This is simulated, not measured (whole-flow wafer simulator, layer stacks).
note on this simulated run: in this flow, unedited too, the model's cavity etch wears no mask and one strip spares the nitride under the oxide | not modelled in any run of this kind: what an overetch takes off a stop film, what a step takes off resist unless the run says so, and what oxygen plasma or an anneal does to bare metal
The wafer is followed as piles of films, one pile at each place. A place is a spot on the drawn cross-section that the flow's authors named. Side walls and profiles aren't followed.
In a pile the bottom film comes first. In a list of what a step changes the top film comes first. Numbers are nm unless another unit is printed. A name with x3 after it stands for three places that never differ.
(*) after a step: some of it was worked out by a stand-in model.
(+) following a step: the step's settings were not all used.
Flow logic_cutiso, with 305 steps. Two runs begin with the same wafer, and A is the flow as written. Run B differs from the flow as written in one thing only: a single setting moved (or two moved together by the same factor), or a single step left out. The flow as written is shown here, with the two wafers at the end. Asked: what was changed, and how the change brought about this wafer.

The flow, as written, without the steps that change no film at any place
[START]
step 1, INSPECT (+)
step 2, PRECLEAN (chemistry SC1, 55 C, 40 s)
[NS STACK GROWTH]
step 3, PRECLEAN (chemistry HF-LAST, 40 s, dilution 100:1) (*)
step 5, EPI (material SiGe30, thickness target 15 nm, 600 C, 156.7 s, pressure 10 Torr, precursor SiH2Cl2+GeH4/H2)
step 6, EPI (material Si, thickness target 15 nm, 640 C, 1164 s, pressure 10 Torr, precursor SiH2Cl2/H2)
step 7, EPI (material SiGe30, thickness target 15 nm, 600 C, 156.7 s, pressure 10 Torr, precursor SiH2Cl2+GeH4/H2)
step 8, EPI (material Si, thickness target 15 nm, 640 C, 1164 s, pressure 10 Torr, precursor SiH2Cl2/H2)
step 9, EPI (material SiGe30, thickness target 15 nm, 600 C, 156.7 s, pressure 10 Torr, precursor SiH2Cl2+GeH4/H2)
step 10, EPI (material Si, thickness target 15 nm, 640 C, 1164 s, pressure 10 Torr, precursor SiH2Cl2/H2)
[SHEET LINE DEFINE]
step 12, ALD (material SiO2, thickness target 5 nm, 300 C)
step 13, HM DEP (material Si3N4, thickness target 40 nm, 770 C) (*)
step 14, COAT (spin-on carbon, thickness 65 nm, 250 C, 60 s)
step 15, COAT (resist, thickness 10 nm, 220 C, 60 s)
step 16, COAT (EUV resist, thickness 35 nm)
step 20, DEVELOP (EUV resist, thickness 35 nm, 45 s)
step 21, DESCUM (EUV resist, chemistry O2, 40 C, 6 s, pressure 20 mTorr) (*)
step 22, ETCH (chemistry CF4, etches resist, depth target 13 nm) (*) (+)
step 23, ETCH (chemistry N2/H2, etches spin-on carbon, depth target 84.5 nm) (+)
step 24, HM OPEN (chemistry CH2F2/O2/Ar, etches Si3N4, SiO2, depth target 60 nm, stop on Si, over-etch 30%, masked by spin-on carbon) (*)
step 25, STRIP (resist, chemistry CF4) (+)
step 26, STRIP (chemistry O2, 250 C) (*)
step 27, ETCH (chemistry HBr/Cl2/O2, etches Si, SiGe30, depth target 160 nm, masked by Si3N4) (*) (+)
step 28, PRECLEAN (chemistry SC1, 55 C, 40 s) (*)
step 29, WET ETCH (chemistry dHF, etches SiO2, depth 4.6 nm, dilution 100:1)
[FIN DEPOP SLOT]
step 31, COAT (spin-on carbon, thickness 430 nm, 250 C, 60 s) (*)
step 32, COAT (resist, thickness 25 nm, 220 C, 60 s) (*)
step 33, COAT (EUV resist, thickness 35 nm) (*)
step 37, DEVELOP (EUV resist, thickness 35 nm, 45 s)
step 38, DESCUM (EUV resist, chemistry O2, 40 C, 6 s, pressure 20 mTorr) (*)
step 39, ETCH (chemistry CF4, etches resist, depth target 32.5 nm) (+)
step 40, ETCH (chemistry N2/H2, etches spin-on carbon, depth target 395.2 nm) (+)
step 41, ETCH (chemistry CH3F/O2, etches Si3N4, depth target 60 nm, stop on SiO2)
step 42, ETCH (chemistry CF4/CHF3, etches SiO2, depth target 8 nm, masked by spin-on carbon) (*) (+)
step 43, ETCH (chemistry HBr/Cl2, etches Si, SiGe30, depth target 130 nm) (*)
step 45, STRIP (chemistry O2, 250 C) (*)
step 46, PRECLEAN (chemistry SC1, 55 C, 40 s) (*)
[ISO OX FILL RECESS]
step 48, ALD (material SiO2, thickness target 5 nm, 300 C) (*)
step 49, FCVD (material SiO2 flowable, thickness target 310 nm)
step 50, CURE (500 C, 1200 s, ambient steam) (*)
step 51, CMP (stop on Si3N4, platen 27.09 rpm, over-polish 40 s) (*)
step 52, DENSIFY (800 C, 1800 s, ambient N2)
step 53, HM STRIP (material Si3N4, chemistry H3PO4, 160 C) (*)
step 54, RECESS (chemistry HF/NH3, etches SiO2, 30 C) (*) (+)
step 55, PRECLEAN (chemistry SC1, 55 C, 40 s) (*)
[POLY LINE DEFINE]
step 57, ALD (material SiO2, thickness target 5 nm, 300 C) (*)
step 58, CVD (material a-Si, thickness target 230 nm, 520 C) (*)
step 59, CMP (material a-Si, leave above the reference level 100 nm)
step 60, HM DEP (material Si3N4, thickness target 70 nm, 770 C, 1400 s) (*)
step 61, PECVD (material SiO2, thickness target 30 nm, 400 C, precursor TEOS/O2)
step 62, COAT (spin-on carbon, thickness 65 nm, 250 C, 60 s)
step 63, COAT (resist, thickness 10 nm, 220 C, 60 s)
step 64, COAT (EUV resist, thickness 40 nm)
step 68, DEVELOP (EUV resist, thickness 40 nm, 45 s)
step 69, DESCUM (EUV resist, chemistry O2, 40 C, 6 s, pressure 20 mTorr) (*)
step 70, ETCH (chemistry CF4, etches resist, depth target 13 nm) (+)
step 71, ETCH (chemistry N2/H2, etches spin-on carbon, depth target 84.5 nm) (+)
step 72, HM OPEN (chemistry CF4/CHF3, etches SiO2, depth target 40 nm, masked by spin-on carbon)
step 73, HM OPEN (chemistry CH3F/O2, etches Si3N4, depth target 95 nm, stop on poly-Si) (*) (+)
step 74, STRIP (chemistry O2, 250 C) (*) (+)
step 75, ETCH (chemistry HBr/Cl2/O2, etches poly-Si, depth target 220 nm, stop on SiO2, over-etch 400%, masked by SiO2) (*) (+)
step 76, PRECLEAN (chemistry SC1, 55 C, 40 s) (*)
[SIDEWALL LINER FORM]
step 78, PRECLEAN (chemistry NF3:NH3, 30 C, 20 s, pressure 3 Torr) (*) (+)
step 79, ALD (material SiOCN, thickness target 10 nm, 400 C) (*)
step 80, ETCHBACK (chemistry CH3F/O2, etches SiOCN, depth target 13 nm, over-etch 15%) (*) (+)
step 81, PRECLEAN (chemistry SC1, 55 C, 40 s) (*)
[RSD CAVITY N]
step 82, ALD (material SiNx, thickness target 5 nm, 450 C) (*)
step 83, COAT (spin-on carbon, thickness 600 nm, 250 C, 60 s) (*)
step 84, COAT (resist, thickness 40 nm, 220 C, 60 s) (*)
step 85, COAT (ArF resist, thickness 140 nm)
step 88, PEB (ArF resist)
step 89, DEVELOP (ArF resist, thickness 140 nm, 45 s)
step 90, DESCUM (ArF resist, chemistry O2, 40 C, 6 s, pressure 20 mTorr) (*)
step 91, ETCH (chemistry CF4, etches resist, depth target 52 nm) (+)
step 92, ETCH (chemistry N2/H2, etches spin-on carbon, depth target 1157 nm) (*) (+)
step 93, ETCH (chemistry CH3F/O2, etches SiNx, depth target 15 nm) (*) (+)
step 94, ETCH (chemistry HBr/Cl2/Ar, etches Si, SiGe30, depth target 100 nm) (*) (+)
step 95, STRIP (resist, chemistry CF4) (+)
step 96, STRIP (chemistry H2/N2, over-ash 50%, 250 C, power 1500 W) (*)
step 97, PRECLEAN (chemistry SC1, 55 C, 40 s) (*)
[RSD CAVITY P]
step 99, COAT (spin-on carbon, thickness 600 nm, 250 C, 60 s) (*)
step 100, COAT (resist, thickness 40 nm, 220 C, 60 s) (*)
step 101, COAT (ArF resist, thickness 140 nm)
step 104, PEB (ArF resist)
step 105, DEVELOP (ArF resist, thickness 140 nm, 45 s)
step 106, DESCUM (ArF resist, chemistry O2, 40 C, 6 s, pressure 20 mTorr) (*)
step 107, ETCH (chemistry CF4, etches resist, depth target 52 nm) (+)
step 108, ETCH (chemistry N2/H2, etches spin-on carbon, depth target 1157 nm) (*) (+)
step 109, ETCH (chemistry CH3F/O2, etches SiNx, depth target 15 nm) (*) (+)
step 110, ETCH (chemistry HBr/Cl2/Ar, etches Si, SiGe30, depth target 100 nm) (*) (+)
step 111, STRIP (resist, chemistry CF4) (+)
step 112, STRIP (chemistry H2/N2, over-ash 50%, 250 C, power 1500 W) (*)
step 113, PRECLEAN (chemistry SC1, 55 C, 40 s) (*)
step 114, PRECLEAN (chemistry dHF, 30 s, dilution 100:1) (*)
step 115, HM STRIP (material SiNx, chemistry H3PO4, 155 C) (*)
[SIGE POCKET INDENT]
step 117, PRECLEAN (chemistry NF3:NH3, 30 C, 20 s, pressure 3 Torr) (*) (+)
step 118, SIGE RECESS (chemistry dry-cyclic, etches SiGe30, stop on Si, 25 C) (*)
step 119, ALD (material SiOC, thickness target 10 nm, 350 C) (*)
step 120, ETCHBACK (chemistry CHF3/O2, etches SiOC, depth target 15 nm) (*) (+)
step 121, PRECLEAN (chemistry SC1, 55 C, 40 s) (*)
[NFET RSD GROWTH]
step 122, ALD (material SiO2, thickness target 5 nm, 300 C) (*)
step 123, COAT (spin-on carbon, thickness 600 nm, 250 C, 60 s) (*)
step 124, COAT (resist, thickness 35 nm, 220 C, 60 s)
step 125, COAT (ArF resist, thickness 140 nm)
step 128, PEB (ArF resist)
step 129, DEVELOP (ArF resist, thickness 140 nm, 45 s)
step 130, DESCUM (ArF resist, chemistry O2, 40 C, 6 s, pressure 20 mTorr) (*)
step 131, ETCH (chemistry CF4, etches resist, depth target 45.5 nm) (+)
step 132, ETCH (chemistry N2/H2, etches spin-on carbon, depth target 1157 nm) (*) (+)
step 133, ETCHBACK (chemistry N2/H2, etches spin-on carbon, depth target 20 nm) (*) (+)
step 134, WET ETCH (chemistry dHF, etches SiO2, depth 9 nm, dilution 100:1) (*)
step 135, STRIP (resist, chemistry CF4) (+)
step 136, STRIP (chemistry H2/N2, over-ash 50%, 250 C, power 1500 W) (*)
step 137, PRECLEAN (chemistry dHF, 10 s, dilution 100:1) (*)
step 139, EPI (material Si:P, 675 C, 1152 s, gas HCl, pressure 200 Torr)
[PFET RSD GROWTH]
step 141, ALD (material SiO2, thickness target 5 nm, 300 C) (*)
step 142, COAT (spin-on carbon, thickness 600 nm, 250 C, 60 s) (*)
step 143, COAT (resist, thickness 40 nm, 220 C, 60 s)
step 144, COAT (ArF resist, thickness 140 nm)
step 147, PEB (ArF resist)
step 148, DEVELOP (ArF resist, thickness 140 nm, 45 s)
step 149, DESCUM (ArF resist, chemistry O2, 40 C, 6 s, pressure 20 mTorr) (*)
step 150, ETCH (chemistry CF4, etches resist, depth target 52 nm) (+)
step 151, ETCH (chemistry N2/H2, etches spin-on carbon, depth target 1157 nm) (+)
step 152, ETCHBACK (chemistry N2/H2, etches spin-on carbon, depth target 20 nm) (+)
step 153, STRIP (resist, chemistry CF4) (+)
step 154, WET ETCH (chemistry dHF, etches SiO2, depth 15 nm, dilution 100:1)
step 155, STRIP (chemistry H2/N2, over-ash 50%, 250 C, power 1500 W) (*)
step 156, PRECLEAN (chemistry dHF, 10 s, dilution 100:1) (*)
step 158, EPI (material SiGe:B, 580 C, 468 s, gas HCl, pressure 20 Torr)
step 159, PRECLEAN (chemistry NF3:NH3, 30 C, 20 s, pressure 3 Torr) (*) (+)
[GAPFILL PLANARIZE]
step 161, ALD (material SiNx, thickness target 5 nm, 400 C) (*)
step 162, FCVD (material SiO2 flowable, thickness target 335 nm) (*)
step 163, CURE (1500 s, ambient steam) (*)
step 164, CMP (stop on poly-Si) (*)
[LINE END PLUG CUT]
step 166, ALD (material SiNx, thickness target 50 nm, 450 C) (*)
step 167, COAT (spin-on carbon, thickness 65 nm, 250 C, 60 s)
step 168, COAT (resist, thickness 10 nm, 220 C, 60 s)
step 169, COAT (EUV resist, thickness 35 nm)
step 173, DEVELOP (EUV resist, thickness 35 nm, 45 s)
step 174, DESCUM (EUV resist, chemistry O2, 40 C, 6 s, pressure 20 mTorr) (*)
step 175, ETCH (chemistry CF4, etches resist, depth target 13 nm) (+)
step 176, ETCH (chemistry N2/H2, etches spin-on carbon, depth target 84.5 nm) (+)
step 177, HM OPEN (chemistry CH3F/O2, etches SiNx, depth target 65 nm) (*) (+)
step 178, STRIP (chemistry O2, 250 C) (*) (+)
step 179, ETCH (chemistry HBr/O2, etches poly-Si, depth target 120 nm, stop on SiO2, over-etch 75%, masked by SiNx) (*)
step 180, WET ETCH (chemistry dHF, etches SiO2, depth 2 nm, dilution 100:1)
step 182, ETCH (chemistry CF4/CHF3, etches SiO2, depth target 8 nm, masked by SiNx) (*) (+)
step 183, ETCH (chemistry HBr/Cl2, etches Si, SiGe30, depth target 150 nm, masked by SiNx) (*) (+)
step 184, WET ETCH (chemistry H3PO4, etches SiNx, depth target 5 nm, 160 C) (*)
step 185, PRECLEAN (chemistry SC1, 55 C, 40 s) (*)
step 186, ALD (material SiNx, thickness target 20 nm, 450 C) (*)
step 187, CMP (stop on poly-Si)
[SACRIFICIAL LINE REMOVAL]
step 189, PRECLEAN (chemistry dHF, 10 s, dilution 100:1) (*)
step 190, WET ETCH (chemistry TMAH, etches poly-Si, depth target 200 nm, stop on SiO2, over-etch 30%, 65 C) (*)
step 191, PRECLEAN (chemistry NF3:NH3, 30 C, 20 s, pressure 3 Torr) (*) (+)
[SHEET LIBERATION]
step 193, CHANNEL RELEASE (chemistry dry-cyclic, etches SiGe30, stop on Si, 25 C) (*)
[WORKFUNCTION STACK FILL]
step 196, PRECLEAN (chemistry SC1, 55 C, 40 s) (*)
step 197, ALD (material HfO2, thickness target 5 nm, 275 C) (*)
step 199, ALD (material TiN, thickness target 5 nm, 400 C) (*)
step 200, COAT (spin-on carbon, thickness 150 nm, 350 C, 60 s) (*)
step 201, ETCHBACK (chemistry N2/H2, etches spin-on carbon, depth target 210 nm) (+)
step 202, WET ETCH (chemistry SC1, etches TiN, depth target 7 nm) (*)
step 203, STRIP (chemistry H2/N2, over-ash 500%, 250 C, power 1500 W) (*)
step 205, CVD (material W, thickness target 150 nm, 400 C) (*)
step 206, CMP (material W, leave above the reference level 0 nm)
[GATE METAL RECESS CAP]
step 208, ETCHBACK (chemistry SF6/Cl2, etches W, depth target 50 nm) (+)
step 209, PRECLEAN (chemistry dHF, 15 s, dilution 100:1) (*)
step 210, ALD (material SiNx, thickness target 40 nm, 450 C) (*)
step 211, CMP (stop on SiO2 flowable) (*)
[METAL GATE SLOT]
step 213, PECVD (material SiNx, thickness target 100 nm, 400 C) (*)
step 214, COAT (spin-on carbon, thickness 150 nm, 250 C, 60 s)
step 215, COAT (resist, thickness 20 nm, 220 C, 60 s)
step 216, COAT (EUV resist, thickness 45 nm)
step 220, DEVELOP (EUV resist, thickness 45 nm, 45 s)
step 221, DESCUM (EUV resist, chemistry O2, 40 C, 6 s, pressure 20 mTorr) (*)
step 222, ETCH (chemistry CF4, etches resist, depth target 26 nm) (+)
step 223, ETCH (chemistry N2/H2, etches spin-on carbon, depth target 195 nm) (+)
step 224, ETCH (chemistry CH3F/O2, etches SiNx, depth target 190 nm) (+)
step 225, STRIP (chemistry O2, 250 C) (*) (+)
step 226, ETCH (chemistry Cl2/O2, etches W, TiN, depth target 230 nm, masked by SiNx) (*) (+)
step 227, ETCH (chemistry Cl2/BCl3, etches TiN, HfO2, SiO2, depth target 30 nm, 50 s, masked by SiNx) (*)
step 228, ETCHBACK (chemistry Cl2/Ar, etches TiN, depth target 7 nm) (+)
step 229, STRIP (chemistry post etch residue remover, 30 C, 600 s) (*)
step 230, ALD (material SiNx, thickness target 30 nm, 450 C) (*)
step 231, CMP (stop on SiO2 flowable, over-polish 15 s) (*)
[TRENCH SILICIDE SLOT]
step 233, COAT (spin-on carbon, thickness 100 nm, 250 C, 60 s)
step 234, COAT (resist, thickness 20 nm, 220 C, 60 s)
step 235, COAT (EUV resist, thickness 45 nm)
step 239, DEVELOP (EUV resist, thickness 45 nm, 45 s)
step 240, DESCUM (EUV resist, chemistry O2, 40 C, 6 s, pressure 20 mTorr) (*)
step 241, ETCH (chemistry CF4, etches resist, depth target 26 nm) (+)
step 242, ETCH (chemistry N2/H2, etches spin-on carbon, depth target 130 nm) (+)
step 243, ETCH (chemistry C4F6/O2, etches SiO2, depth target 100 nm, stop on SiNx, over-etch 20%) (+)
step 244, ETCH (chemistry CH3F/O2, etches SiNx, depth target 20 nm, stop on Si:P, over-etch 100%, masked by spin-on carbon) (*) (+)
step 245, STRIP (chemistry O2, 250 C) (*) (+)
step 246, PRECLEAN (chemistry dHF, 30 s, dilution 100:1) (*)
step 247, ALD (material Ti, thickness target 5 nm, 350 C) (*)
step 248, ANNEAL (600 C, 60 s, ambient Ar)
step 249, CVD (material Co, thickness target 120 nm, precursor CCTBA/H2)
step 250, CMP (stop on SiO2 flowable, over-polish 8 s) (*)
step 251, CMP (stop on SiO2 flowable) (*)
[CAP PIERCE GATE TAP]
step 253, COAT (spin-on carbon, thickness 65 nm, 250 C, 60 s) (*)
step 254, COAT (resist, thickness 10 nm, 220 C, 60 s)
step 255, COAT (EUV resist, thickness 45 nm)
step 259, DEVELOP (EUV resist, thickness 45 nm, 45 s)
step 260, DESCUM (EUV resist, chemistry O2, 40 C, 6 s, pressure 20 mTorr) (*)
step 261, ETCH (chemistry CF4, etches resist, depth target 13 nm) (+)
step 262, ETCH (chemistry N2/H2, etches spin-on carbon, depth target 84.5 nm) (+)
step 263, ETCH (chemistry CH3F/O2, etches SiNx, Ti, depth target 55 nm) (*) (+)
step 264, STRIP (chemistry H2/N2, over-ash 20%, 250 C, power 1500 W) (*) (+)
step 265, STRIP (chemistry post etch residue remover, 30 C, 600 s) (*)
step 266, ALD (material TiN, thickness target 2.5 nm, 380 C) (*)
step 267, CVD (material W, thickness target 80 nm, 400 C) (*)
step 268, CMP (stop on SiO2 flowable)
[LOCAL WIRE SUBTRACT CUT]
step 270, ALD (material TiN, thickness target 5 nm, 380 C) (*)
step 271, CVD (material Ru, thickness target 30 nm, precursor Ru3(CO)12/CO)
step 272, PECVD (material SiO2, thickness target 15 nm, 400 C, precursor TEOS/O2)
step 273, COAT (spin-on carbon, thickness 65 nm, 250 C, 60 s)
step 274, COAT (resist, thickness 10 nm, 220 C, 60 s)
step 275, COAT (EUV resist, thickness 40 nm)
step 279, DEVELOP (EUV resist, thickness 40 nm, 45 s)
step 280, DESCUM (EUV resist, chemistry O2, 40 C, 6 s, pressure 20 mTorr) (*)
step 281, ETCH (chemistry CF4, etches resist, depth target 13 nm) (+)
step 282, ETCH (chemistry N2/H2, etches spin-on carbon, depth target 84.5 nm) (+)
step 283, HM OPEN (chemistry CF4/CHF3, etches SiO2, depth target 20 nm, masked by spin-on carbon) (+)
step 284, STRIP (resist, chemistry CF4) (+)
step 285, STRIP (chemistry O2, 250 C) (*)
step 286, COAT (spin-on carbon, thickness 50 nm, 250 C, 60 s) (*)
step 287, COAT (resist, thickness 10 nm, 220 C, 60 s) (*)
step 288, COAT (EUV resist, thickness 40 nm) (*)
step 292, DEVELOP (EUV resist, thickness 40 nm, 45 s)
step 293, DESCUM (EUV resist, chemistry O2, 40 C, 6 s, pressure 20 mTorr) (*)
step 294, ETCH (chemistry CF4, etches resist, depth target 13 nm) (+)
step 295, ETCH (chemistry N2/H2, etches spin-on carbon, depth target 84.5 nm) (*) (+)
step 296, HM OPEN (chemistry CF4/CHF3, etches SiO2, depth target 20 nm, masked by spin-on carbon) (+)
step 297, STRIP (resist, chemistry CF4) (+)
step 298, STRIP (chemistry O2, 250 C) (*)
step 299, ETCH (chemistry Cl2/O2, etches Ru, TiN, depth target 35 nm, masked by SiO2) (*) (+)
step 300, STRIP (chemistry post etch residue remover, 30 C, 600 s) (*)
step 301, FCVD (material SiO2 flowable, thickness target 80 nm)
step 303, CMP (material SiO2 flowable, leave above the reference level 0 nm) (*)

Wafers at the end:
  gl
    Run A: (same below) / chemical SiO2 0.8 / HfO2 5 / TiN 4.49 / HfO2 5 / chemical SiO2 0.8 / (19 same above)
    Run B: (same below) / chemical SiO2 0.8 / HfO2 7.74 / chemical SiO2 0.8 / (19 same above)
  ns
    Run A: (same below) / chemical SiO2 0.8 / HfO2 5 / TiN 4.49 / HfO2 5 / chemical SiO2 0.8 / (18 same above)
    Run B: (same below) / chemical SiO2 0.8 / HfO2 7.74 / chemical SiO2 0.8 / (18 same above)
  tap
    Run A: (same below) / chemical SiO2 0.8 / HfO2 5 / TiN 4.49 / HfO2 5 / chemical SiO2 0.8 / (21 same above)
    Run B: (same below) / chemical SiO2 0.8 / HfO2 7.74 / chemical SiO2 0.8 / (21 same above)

Cause: step 5, EPI: 86.2 s was run, while the flow as written has 156.7 s.

The path from the change to this, step by step:
  step 5, EPI (material SiGe30, thickness target 15 nm, 600 C, 156.7 s, pressure 10 Torr, precursor SiH2Cl2+GeH4/H2)
      depop, dpovl, gfld and 19 more: A SiGe30 gains 15 (new film) | B SiGe30 gains 8.25 (new film)
  step 27, ETCH (chemistry HBr/Cl2/O2, etches Si, SiGe30, depth target 160 nm, masked by Si3N4) (*) (+)
      gfld, gxf, iso, lnri: A chemical SiO2 loses 0.79 (all of it), Si loses 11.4 (all of it), SiGe30 loses 15 (all of it), Si loses 15 (all of it), SiGe30 loses 15 (all of it), Si loses 15 (all of it), SiGe30 loses 15 (all of it), Si loses 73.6 | B chemical SiO2 loses 0.79 (all of it), Si loses 11.4 (all of it), SiGe30 loses 15 (all of it), Si loses 15 (all of it), SiGe30 loses 15 (all of it), Si loses 15 (all of it), SiGe30 loses 8.25 (all of it), Si loses 80.4
      dpovl, nsgap: A chemical SiO2 loses 0.79 (all of it), Si loses 11.8 (all of it), SiGe30 loses 15 (all of it), Si loses 15 (all of it), SiGe30 loses 15 (all of it), Si loses 15 (all of it), SiGe30 loses 15 (all of it), Si loses 73.2 | B chemical SiO2 loses 0.79 (all of it), Si loses 11.8 (all of it), SiGe30 loses 15 (all of it), Si loses 15 (all of it), SiGe30 loses 15 (all of it), Si loses 15 (all of it), SiGe30 loses 8.25 (all of it), Si loses 80
      (as well as at 1 more place)
  step 43, ETCH (chemistry HBr/Cl2, etches Si, SiGe30, depth target 130 nm) (*)
      depop: A Si loses 14 (all of it), SiGe30 loses 15 (all of it), Si loses 15 (all of it), SiGe30 loses 15 (all of it), Si loses 15 (all of it), SiGe30 loses 15 (all of it), Si loses 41 | B Si loses 14 (all of it), SiGe30 loses 15 (all of it), Si loses 15 (all of it), SiGe30 loses 15 (all of it), Si loses 15 (all of it), SiGe30 loses 8.25 (all of it), Si loses 47.7
  step 94, ETCH (chemistry HBr/Cl2/Ar, etches Si, SiGe30, depth target 100 nm) (*) (+)
      rsdn, rsdx: A chemical SiO2 loses 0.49 (all of it), Si loses 12.8 (all of it), SiGe30 loses 15 (all of it), Si loses 15 (all of it), SiGe30 loses 15 (all of it), Si loses 15 (all of it), SiGe30 loses 15 (all of it), Si loses 12.2 | B chemical SiO2 loses 0.49 (all of it), Si loses 12.8 (all of it), SiGe30 loses 15 (all of it), Si loses 15 (all of it), SiGe30 loses 15 (all of it), Si loses 15 (all of it), SiGe30 loses 8.25 (all of it), Si loses 18.9
  step 110, ETCH (chemistry HBr/Cl2/Ar, etches Si, SiGe30, depth target 100 nm) (*) (+)
      rsdp, rsdw: A chemical SiO2 loses 0.49 (all of it), Si loses 12.8 (all of it), SiGe30 loses 15 (all of it), Si loses 15 (all of it), SiGe30 loses 15 (all of it), Si loses 15 (all of it), SiGe30 loses 15 (all of it), Si loses 12.2 | B chemical SiO2 loses 0.49 (all of it), Si loses 12.8 (all of it), SiGe30 loses 15 (all of it), Si loses 15 (all of it), SiGe30 loses 15 (all of it), Si loses 15 (all of it), SiGe30 loses 8.25 (all of it), Si loses 18.9
  step 118, SIGE RECESS (chemistry dry-cyclic, etches SiGe30, stop on Si, 25 C) (*)
      lnr, lnrp, lnrt: A SiOCN loses 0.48, Si loses 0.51, cavity gains 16 (new film), SiGe30 loses 15 (all of it), Si loses 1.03, cavity gains 16 (new film), SiGe30 loses 15 (all of it), Si loses 1.03, cavity gains 16 (new film), SiGe30 loses 15 (all of it), Si loses 0.51 | B SiOCN loses 0.48, Si loses 0.51, cavity gains 16 (new film), SiGe30 loses 15 (all of it), Si loses 1.03, cavity gains 16 (new film), SiGe30 loses 15 (all of it), Si loses 1.03, cavity gains 9.28 (new film), SiGe30 loses 8.25 (all of it), Si loses 0.51
  step 119, ALD (material SiOC, thickness target 10 nm, 350 C) (*)
      lnr, lnrp, lnrt: A SiOC gains 10 (new film), SiOC gains 16 (new film), cavity loses 16 (all of it), SiOC gains 16 (new film), cavity loses 16 (all of it), SiOC gains 16 (new film), cavity loses 16 (all of it) | B SiOC gains 10 (new film), SiOC gains 16 (new film), cavity loses 16 (all of it), SiOC gains 16 (new film), cavity loses 16 (all of it), SiOC gains 9.28 (new film), cavity loses 9.28 (all of it)
  step 183, ETCH (chemistry HBr/Cl2, etches Si, SiGe30, depth target 150 nm, masked by SiNx) (*) (+)
      plug: A Si loses 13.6 (all of it), SiGe30 loses 15 (all of it), Si loses 15 (all of it), SiGe30 loses 15 (all of it), Si loses 15 (all of it), SiGe30 loses 15 (all of it), Si loses 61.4 | B Si loses 13.6 (all of it), SiGe30 loses 15 (all of it), Si loses 15 (all of it), SiGe30 loses 15 (all of it), Si loses 15 (all of it), SiGe30 loses 8.25 (all of it), Si loses 68.2
  step 193, CHANNEL RELEASE (chemistry dry-cyclic, etches SiGe30, stop on Si, 25 C) (*)
      gl, glp, gxn, gxp, ns, tap: A chemical SiO2 gains 0.8 (new film), Si loses 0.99, chemical SiO2 gains 0.8 (new film), cavity gains 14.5 (new film), chemical SiO2 gains 0.8 (new film), SiGe30 loses 15 (all of it), Si loses 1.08, chemical SiO2 gains 0.8 (new film), cavity gains 14.5 (new film), chemical SiO2 gains 0.8 (new film), SiGe30 loses 15 (all of it), Si loses 1.08, chemical SiO2 gains 0.8 (new film), cavity gains 14.5 (new film), chemical SiO2 gains 0.8 (new film), SiGe30 loses 15 (all of it), Si loses 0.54 | B chemical SiO2 gains 0.8 (new film), Si loses 0.99, chemical SiO2 gains 0.8 (new film), cavity gains 14.5 (new film), chemical SiO2 gains 0.8 (new film), SiGe30 loses 15 (all of it), Si loses 1.08, chemical SiO2 gains 0.8 (new film), cavity gains 14.5 (new film), chemical SiO2 gains 0.8 (new film), SiGe30 loses 15 (all of it), Si loses 1.08, chemical SiO2 gains 0.8 (new film), cavity gains 7.74 (new film), chemical SiO2 gains 0.8 (new film), SiGe30 loses 8.25 (all of it), Si loses 0.54
  step 197, ALD (material HfO2, thickness target 5 nm, 275 C) (*)
      gl, glp, gxn, gxp, ns, tap: A HfO2 gains 5 (new film), HfO2 gains 5 (new film), cavity loses 10, HfO2 gains 5 (new film), HfO2 gains 5 (new film), cavity loses 10, HfO2 gains 5 (new film), HfO2 gains 5 (new film), cavity loses 10, HfO2 gains 5 (new film) | B HfO2 gains 5 (new film), HfO2 gains 5 (new film), cavity loses 10, HfO2 gains 5 (new film), HfO2 gains 5 (new film), cavity loses 10, HfO2 gains 5 (new film), HfO2 gains 7.74 (new film), cavity loses 7.74 (all of it)
  step 199, ALD (material TiN, thickness target 5 nm, 400 C) (*)
      gl, glp, tap: A TiN gains 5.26 (new film), TiN gains 4.49 (new film), cavity loses 4.49 (all of it), TiN gains 4.49 (new film), cavity loses 4.49 (all of it), TiN gains 4.49 (new film), cavity loses 4.49 (all of it) | B TiN gains 5.26 (new film), TiN gains 4.49 (new film), cavity loses 4.49 (all of it), TiN gains 4.49 (new film), cavity loses 4.49 (all of it)
      gxn, gxp, ns: A TiN gains 5 (new film), TiN gains 4.49 (new film), cavity loses 4.49 (all of it), TiN gains 4.49 (new film), cavity loses 4.49 (all of it), TiN gains 4.49 (new film), cavity loses 4.49 (all of it) | B TiN gains 5 (new film), TiN gains 4.49 (new film), cavity loses 4.49 (all of it), TiN gains 4.49 (new film), cavity loses 4.49 (all of it)
With metal films that touch counted as one body, gl has 3 bodies (between them, from the top down: HfO2 5 / chemical SiO2 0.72 / Si 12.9 / chemical SiO2 0.8 / HfO2 5; HfO2 5 / chemical SiO2 0.8 / Si 13.9 / chemical SiO2 0.8 / HfO2 5); the flow as written gives 4 bodies (between them, from the top down: HfO2 5 / chemical SiO2 0.72 / Si 12.9 / chemical SiO2 0.8 / HfO2 5; HfO2 5 / chemical SiO2 0.8 / Si 13.9 / chemical SiO2 0.8 / HfO2 5; HfO2 5 / chemical SiO2 0.8 / Si 13.9 / chemical SiO2 0.8 / HfO2 5).
With metal films that touch counted as one body, ns has 3 bodies (between them, from the top down: HfO2 5 / chemical SiO2 0.72 / Si 12.9 / chemical SiO2 0.8 / HfO2 5; HfO2 5 / chemical SiO2 0.8 / Si 13.9 / chemical SiO2 0.8 / HfO2 5); the flow as written gives 4 bodies (between them, from the top down: HfO2 5 / chemical SiO2 0.72 / Si 12.9 / chemical SiO2 0.8 / HfO2 5; HfO2 5 / chemical SiO2 0.8 / Si 13.9 / chemical SiO2 0.8 / HfO2 5; HfO2 5 / chemical SiO2 0.8 / Si 13.9 / chemical SiO2 0.8 / HfO2 5).
With metal films that touch counted as one body, tap has 3 bodies (between them, from the top down: HfO2 5 / chemical SiO2 0.72 / Si 12.9 / chemical SiO2 0.8 / HfO2 5; HfO2 5 / chemical SiO2 0.8 / Si 13.9 / chemical SiO2 0.8 / HfO2 5); the flow as written gives 4 bodies (between them, from the top down: HfO2 5 / chemical SiO2 0.72 / Si 12.9 / chemical SiO2 0.8 / HfO2 5; HfO2 5 / chemical SiO2 0.8 / Si 13.9 / chemical SiO2 0.8 / HfO2 5; HfO2 5 / chemical SiO2 0.8 / Si 13.9 / chemical SiO2 0.8 / HfO2 5).
